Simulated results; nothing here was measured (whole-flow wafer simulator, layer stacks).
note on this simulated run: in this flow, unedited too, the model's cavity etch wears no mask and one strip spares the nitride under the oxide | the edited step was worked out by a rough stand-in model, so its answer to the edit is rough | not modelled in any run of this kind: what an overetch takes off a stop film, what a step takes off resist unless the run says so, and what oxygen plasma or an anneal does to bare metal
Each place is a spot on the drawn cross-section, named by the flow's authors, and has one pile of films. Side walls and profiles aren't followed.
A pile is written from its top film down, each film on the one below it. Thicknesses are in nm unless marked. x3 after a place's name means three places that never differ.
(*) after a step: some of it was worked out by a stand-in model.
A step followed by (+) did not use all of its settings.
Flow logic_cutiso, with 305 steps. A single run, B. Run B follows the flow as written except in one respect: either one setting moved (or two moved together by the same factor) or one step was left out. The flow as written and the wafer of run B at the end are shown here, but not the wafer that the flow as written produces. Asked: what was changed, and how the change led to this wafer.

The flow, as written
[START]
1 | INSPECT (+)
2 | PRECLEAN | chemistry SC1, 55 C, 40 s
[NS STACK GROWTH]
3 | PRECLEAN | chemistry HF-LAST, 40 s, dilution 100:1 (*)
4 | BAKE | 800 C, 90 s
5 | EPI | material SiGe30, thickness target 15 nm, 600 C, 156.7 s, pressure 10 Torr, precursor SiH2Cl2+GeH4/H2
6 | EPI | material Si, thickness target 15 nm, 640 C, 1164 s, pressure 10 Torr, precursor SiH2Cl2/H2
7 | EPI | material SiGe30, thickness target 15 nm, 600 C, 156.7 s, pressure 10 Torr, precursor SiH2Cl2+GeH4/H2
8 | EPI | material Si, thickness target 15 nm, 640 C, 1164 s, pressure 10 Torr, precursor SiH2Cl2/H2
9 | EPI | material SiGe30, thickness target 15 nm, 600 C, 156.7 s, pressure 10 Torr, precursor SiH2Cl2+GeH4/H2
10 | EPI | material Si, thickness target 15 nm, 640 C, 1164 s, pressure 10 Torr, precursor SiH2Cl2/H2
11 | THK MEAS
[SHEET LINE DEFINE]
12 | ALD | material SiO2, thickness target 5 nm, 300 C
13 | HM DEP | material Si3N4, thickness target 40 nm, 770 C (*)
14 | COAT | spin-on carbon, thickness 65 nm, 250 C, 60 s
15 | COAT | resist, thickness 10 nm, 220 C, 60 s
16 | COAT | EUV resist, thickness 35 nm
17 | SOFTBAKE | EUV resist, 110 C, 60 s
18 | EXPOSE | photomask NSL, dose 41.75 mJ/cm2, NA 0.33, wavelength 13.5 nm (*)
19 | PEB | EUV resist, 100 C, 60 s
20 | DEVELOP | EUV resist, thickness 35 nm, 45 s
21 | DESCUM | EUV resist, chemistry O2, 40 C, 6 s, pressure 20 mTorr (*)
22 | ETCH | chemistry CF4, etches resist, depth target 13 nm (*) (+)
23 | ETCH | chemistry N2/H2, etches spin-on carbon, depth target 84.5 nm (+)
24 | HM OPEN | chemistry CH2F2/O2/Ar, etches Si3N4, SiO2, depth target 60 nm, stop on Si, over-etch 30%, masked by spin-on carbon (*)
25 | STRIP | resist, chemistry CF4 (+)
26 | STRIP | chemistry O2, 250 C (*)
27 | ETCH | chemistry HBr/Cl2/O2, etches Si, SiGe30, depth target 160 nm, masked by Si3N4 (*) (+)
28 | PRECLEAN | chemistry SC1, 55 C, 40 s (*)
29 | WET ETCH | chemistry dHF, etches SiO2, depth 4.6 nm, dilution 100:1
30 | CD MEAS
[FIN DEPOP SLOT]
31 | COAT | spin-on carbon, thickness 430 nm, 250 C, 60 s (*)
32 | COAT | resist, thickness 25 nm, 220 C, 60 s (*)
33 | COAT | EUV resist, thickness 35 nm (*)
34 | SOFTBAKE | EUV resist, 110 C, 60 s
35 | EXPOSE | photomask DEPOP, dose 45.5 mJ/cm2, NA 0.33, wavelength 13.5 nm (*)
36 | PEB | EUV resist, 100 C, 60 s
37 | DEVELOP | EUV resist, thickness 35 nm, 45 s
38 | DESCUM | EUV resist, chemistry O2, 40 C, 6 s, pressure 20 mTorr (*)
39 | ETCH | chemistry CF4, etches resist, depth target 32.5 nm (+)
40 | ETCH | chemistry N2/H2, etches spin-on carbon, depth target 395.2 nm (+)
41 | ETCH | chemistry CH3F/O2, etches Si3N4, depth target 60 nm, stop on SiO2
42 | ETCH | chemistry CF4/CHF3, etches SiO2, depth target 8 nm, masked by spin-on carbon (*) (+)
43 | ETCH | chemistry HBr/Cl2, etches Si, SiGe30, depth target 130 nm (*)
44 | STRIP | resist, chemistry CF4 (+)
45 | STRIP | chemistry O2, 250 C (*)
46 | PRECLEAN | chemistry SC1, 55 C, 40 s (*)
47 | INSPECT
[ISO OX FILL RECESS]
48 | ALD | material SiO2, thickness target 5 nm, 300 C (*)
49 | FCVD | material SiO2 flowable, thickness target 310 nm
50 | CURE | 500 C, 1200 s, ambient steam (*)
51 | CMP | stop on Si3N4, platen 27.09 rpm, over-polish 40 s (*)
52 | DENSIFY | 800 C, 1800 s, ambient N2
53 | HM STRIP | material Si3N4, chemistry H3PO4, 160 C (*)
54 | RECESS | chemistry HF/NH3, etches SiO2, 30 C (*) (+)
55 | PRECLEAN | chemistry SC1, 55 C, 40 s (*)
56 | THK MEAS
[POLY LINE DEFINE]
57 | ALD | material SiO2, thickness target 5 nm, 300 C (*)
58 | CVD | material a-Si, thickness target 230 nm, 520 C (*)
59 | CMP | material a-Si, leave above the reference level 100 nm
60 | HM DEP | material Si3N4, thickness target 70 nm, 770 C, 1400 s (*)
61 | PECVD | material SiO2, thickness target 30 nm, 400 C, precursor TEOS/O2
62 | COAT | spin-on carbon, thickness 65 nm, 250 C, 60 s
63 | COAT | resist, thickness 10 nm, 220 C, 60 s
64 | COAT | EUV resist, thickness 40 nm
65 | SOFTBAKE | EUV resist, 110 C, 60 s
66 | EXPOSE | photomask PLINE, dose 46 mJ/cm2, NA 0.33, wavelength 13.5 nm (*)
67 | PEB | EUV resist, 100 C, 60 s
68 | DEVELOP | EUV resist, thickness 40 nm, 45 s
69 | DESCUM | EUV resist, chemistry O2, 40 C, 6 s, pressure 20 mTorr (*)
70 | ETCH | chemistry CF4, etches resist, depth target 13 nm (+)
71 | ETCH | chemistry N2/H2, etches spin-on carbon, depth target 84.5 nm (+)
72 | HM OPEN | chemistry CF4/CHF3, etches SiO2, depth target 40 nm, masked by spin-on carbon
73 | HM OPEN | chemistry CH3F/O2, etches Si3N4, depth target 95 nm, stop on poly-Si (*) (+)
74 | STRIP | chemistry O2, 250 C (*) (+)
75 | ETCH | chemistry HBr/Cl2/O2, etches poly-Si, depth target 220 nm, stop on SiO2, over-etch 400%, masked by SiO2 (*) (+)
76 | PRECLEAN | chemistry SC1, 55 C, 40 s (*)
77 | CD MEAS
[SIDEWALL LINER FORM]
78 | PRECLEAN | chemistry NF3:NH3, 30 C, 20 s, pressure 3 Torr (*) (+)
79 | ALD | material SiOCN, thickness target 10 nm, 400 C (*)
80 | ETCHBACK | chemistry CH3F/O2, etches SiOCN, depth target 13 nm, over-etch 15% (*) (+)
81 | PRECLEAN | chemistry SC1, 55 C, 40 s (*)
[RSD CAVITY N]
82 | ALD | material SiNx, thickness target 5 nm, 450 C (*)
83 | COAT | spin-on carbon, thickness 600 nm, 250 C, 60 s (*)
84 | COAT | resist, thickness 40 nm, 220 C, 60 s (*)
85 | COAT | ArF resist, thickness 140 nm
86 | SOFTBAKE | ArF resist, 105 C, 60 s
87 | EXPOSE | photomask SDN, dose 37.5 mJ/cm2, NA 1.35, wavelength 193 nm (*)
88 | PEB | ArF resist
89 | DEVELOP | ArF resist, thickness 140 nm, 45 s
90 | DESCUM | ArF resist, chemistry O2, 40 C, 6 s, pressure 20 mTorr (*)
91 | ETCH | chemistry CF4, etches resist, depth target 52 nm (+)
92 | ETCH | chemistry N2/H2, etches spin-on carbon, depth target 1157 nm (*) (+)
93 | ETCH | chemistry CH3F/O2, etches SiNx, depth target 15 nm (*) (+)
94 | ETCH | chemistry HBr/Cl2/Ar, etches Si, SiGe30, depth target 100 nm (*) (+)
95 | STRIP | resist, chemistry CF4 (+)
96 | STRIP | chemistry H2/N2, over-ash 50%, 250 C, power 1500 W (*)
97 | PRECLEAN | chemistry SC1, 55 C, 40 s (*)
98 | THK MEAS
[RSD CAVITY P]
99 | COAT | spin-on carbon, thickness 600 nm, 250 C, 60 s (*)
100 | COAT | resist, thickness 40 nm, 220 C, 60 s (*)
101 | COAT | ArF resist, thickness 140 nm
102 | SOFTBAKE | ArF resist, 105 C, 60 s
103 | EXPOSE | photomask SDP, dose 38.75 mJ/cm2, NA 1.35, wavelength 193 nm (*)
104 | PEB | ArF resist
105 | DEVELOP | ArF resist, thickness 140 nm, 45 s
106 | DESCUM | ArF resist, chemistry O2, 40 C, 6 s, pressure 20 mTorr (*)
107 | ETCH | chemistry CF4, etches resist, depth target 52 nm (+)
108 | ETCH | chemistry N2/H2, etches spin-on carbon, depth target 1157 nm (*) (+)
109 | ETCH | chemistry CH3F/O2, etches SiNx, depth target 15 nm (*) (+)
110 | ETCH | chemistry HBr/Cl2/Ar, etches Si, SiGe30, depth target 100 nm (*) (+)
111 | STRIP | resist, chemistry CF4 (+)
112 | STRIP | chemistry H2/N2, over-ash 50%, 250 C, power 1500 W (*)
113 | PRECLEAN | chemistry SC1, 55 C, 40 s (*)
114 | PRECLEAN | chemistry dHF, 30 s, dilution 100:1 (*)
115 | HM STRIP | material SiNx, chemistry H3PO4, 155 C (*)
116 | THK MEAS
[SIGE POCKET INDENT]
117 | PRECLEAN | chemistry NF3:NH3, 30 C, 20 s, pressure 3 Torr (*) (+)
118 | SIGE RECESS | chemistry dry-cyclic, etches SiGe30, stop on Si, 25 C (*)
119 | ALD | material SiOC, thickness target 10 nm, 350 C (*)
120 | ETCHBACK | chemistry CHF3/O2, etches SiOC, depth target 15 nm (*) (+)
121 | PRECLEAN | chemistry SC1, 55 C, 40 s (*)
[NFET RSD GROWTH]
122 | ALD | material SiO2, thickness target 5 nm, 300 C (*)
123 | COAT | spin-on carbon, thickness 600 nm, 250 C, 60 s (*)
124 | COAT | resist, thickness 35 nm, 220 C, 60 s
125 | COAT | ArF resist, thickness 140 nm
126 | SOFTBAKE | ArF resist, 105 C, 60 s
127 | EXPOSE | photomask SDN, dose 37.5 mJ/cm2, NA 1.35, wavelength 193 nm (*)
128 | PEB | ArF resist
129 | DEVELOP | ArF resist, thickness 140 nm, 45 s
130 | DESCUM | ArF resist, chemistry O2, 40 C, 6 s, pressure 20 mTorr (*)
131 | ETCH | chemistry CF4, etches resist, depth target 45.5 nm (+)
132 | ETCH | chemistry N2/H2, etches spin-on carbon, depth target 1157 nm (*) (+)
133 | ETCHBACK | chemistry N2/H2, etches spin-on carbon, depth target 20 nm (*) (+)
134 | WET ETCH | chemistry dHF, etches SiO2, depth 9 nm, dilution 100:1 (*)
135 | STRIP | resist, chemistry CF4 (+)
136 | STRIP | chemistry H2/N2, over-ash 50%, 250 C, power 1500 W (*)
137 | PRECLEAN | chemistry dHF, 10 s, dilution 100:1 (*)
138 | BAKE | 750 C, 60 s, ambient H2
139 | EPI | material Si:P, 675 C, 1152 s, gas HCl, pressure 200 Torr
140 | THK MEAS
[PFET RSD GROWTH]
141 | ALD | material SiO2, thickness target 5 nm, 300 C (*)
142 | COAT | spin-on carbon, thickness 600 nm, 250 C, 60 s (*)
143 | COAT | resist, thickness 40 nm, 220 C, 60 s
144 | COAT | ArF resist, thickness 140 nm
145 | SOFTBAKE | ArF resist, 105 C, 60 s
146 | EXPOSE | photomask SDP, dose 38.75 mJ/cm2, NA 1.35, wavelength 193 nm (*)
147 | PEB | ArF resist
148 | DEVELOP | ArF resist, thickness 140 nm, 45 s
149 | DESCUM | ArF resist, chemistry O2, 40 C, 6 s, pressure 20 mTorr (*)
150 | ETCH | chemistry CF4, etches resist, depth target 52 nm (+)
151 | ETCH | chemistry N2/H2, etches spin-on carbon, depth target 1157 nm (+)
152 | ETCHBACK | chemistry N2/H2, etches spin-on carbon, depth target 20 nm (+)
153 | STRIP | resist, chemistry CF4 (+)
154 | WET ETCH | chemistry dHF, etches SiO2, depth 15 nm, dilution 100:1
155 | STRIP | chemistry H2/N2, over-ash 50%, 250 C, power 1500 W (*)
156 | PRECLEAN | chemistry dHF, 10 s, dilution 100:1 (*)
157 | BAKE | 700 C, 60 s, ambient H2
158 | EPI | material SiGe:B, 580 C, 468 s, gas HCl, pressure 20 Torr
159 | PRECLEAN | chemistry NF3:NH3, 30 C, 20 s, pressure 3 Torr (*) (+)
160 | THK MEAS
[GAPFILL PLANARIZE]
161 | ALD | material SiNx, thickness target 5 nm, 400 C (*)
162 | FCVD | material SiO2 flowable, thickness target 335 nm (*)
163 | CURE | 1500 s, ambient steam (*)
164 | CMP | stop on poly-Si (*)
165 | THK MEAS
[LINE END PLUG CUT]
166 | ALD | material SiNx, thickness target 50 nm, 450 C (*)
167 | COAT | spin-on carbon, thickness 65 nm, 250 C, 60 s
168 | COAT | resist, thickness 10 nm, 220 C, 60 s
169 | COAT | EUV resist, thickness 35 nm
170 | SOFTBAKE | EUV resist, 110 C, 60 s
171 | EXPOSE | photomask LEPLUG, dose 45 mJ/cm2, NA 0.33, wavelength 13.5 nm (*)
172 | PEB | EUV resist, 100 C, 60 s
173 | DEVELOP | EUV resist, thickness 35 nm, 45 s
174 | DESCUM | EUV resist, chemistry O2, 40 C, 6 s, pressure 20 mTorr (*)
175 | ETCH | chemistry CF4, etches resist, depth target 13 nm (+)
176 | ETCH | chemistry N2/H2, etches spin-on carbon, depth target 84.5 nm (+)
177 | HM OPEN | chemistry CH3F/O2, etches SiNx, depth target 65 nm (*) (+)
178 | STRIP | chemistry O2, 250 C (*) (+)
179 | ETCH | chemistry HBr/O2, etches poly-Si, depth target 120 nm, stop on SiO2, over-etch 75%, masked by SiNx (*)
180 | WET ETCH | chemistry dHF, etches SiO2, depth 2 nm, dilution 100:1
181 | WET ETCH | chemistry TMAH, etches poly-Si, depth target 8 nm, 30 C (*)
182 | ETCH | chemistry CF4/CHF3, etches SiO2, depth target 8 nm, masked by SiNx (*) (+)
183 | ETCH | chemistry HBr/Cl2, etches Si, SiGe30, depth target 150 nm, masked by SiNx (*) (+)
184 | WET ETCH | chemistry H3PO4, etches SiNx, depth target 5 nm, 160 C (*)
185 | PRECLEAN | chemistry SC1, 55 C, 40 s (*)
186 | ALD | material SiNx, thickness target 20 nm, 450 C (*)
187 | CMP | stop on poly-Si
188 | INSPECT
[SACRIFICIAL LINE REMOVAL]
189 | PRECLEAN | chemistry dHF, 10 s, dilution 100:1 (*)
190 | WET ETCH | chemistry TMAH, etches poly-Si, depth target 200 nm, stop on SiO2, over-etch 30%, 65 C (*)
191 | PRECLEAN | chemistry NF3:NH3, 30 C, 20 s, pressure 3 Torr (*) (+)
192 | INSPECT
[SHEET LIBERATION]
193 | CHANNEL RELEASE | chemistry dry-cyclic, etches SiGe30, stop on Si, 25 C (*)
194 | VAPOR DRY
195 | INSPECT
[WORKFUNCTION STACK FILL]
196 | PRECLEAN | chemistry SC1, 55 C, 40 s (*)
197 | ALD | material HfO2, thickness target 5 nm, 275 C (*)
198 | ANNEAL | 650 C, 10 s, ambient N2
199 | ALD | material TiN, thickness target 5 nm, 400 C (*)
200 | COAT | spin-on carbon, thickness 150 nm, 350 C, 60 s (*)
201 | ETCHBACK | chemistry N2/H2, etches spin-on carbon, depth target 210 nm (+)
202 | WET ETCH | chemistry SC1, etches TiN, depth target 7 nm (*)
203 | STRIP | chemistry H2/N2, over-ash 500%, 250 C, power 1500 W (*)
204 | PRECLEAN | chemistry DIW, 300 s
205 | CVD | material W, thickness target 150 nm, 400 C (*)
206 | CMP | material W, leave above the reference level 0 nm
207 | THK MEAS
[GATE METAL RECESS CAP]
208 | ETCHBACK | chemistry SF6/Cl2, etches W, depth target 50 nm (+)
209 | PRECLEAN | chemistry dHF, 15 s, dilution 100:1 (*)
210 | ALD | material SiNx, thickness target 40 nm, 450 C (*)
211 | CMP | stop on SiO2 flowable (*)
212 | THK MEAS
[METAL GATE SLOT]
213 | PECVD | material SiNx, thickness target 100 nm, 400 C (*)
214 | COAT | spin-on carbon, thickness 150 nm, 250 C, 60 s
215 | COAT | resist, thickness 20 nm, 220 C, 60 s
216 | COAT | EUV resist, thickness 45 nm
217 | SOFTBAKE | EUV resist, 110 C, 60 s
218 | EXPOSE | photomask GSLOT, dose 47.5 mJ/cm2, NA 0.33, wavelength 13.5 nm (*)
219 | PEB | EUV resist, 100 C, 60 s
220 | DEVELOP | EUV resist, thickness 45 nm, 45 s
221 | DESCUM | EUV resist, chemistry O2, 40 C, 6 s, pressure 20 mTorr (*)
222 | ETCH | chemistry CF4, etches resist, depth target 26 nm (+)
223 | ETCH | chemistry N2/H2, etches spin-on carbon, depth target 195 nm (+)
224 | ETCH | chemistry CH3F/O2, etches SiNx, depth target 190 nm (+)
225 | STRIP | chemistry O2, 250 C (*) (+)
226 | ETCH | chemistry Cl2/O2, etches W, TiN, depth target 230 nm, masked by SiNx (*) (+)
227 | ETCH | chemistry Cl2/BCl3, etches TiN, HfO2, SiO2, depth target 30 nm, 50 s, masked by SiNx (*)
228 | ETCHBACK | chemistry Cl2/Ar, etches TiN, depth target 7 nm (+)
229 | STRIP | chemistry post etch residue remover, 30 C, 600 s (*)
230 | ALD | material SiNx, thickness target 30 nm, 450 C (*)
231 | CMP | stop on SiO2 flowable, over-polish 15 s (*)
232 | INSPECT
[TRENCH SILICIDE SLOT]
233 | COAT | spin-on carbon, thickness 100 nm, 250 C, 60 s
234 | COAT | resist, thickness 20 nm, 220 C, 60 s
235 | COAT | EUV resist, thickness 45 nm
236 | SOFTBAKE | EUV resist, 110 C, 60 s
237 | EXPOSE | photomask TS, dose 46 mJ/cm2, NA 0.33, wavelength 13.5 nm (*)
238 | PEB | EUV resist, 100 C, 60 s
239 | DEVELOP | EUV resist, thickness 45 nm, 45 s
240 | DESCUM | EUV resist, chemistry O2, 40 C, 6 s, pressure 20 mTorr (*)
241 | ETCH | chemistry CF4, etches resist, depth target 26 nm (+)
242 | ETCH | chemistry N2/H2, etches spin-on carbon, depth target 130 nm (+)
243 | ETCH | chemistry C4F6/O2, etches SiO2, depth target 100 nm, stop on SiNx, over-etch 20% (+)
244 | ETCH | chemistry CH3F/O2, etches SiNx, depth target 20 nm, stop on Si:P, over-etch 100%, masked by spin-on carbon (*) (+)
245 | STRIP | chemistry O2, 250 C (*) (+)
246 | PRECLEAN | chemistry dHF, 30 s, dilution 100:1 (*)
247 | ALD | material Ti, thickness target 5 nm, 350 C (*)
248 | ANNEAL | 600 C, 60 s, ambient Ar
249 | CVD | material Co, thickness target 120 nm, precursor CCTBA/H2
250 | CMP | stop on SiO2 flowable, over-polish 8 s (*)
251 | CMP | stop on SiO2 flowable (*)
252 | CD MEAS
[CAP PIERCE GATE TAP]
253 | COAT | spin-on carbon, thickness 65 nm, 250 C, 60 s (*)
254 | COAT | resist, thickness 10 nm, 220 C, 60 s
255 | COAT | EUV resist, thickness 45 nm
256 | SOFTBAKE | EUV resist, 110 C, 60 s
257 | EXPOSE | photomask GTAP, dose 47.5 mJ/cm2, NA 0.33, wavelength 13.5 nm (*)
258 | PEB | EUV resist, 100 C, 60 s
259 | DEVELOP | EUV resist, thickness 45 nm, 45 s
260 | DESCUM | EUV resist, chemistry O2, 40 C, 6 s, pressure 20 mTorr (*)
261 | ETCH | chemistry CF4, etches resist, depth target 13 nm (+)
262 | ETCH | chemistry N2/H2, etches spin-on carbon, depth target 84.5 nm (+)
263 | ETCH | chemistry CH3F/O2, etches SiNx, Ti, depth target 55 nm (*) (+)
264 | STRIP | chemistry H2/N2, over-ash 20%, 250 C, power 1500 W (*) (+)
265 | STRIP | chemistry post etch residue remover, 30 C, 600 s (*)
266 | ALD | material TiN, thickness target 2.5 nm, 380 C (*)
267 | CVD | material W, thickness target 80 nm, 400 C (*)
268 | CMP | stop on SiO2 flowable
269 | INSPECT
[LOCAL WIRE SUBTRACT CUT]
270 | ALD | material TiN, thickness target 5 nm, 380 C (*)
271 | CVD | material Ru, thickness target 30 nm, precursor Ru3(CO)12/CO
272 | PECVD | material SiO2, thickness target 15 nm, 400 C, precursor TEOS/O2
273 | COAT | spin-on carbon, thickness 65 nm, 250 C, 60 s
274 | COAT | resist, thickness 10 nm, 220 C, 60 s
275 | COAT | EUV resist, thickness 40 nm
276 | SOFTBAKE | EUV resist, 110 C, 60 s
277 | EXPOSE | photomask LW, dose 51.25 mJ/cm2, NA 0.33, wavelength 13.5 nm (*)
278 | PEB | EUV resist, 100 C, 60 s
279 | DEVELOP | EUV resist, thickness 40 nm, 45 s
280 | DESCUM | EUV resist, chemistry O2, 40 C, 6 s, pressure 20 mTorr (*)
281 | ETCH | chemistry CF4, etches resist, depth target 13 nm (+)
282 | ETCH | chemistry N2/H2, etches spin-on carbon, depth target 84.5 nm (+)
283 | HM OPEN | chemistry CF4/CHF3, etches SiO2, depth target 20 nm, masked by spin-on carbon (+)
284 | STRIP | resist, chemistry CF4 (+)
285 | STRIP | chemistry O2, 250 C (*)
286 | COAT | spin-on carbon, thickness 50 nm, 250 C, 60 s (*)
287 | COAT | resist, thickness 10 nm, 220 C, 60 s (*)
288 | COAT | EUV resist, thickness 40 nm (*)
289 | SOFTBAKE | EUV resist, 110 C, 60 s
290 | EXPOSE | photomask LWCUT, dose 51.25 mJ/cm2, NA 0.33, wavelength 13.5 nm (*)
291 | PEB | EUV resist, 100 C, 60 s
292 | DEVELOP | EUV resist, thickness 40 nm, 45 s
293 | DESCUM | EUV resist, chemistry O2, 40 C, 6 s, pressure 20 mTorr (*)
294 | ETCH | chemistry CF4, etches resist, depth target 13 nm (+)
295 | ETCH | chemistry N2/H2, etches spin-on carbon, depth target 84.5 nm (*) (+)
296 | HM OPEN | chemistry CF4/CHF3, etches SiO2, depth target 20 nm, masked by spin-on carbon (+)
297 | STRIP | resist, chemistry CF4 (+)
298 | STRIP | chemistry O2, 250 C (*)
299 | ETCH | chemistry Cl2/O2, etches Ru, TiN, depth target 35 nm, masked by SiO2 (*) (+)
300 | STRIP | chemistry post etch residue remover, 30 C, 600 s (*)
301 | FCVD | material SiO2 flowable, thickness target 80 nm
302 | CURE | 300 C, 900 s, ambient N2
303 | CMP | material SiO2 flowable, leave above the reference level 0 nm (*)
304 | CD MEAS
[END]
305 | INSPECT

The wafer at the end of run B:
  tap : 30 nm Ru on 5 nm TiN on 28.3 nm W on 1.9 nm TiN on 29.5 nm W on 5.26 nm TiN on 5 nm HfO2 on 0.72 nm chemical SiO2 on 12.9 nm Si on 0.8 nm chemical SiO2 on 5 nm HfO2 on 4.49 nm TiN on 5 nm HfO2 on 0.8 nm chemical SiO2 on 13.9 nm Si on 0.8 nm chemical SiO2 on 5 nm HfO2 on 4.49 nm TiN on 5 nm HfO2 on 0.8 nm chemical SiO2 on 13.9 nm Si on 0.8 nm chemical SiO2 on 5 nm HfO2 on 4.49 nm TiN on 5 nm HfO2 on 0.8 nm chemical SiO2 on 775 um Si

What caused this: step 266, ALD: thickness target 1.9 nm was run, though the flow has thickness target 2.5 nm.
The wafer lets one read it off: tap has TiN 1.9, and step 266 as written asks for 2.5 nm.

How this came from the change, step by step:
  266 | ALD | material TiN, thickness target 2.5 nm, 380 C (*)
      depop, dpovl, gfld and 19 more: TiN gains 1.9 (new film) (it would be, as written: TiN gains 2.5 (new film))
  268 | CMP | stop on SiO2 flowable
      depop, dpovl, gfld and 9 more: W loses 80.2 (all of it), TiN loses 1.9 (all of it), SiNx loses 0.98 (it would be, as written: W loses 80.2 (all of it), TiN loses 2.5 (all of it), SiNx loses 0.98)
      lnr, lnri, lnrp, lnrt: W loses 80 (all of it), TiN loses 1.9 (all of it), SiOCN loses 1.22 (it would be, as written: W loses 80 (all of it), TiN loses 2.5 (all of it), SiOCN loses 1.22)
      (and at 5 other places as well)
